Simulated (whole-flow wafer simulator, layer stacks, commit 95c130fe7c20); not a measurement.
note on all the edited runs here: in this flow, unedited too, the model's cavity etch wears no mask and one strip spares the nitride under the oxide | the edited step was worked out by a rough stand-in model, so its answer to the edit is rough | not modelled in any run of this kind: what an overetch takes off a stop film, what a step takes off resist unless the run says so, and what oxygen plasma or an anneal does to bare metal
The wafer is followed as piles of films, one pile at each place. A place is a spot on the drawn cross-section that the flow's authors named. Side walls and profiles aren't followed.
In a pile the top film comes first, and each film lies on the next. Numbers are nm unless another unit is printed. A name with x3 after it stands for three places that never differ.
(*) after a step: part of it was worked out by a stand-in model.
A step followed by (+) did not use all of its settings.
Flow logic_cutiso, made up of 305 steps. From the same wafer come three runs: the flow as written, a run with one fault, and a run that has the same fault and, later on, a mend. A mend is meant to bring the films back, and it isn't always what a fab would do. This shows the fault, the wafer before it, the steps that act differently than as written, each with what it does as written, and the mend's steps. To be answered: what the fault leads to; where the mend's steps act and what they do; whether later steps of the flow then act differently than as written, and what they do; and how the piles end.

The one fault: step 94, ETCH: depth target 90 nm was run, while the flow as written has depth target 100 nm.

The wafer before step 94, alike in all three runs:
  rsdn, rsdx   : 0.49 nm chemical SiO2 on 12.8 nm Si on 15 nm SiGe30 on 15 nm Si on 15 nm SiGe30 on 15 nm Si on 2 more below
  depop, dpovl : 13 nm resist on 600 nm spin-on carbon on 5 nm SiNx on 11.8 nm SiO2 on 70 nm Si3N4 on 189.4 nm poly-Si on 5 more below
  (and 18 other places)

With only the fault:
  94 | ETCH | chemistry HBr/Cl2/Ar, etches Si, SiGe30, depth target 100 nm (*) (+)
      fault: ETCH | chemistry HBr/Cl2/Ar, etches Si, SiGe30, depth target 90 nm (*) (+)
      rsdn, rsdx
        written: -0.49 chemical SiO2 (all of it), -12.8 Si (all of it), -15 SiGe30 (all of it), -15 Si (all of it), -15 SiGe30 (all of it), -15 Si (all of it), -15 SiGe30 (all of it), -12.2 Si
        fault: -0.49 chemical SiO2 (all of it), -12.8 Si (all of it), -15 SiGe30 (all of it), -15 Si (all of it), -15 SiGe30 (all of it), -15 Si (all of it), -15 SiGe30 (all of it), -2.16 Si
  Later steps of the flow acting differently than as written (not shown: 17 more steps that differ only slightly, by at most 2% or 0.5 nm, whichever is larger):
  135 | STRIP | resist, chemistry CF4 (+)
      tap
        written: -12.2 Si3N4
        fault: -12.8 Si3N4
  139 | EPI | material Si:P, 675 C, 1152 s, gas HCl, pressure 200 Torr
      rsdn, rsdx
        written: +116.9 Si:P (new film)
        fault: +106.9 Si:P (new film)
  The piles end different from the flow's at rsdn, rsdx by more than 2% or 0.5 nm, whichever is larger.
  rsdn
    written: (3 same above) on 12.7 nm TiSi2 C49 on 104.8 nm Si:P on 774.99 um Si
    fault: (3 same above) on 12.7 nm TiSi2 C49 on 94.8 nm Si:P on 775 um Si
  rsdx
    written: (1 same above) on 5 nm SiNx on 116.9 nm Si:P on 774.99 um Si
    fault: (1 same above) on 5 nm SiNx on 106.9 nm Si:P on 775 um Si

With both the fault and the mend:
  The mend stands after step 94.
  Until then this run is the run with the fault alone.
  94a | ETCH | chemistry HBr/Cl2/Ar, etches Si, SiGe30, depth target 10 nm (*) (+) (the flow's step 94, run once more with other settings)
      rsdn, rsdx
        -10 Si
  Later steps of the flow that are run all act as written at every place that is followed.
  By the end, the piles equal the flow's at every place that both follow.
